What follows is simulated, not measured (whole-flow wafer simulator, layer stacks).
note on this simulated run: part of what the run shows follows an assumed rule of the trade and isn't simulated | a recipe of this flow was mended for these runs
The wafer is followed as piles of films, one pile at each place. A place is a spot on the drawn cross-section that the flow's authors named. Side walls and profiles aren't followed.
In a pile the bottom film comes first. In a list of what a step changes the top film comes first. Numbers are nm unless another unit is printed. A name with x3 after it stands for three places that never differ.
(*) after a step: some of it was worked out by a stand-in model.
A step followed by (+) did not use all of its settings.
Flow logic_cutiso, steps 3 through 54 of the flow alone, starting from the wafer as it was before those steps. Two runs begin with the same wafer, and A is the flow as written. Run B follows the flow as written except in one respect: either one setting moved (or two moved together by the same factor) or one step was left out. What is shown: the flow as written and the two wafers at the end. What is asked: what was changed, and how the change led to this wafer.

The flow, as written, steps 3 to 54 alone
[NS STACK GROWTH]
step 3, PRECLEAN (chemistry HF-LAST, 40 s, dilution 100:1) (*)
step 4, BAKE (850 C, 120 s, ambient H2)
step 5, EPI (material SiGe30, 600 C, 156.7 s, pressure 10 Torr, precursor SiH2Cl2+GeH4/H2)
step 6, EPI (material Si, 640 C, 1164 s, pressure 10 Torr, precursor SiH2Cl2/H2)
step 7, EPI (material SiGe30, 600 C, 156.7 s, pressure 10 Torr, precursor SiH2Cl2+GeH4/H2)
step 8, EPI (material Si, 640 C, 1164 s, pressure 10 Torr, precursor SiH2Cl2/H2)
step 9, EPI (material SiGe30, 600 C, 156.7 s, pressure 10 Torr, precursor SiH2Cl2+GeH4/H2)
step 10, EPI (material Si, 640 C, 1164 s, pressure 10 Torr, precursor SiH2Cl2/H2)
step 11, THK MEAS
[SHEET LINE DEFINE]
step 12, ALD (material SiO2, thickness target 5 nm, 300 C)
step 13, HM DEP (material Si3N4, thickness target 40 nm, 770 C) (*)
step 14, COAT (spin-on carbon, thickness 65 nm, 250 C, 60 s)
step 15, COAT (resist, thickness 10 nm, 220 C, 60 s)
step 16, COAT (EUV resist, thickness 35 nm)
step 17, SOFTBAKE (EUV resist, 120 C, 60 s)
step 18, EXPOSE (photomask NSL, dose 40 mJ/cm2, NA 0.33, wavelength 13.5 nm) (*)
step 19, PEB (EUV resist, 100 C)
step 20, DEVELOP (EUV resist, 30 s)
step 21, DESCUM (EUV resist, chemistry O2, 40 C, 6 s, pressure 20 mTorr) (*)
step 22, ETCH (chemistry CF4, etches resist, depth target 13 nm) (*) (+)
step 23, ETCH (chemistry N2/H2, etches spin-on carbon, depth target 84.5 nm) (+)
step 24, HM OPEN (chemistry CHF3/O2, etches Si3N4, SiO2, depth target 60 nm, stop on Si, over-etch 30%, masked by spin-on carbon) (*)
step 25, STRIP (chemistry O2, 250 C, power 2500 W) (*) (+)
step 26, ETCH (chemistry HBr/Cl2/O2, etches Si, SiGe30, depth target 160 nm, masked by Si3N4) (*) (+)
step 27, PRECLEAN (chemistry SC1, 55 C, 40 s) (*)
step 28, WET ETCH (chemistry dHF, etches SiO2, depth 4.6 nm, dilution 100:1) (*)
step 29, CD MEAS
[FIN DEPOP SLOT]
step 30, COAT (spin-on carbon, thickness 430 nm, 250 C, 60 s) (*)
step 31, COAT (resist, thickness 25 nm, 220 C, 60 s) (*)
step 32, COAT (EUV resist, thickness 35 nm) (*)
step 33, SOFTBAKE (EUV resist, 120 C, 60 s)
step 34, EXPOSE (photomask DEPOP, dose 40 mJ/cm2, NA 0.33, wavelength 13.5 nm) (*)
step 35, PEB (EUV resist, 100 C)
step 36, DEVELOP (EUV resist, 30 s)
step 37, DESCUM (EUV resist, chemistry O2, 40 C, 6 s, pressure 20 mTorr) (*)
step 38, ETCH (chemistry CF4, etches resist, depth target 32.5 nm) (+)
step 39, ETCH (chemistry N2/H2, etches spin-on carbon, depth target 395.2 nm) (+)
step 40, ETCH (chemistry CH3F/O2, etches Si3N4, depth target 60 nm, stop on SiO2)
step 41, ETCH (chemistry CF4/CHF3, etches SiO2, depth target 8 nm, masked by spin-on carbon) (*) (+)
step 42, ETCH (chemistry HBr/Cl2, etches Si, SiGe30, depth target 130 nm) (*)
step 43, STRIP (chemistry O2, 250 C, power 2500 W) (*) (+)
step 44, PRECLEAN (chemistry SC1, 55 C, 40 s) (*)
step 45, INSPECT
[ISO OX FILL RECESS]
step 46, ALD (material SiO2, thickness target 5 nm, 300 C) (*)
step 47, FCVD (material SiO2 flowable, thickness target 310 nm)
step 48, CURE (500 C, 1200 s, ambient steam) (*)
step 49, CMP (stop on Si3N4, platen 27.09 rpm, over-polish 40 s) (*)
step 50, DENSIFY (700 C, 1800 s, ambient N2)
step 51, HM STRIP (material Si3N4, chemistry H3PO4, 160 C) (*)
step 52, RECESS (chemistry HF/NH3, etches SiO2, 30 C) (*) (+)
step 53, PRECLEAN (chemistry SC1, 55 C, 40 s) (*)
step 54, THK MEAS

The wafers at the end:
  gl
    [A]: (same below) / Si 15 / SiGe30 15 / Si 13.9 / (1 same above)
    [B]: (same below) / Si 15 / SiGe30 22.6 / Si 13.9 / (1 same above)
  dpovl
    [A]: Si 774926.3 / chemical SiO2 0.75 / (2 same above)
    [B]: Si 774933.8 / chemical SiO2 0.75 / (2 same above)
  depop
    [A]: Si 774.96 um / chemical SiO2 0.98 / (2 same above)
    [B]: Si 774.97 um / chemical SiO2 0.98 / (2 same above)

Cause: step 9, EPI: 623 C was run, while the flow as written has 600 C.

Step by step, how the change led to this:
  step 9, EPI (material SiGe30, 600 C, 156.7 s, pressure 10 Torr, precursor SiH2Cl2+GeH4/H2)
      depop, dpovl, gfld and 19 more: A SiGe30 gains 15 (new film) | B SiGe30 gains 22.6 (new film)
  step 26, ETCH (chemistry HBr/Cl2/O2, etches Si, SiGe30, depth target 160 nm, masked by Si3N4) (*) (+)
      dpovl, gfld, gxf, iso, isow, lnri, nsgap: A chemical SiO2 loses 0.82 (all of it), Si loses 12 (all of it), SiGe30 loses 15 (all of it), Si loses 15 (all of it), SiGe30 loses 15 (all of it), Si loses 15 (all of it), SiGe30 loses 15 (all of it), Si loses 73 | B chemical SiO2 loses 0.82 (all of it), Si loses 12 (all of it), SiGe30 loses 22.6 (all of it), Si loses 15 (all of it), SiGe30 loses 15 (all of it), Si loses 15 (all of it), SiGe30 loses 15 (all of it), Si loses 65.4
  step 42, ETCH (chemistry HBr/Cl2, etches Si, SiGe30, depth target 130 nm) (*)
      depop: A Si loses 13.8 (all of it), SiGe30 loses 15 (all of it), Si loses 15 (all of it), SiGe30 loses 15 (all of it), Si loses 15 (all of it), SiGe30 loses 15 (all of it), Si loses 41.2 | B Si loses 13.8 (all of it), SiGe30 loses 22.6 (all of it), Si loses 15 (all of it), SiGe30 loses 15 (all of it), Si loses 15 (all of it), SiGe30 loses 15 (all of it), Si loses 33.6
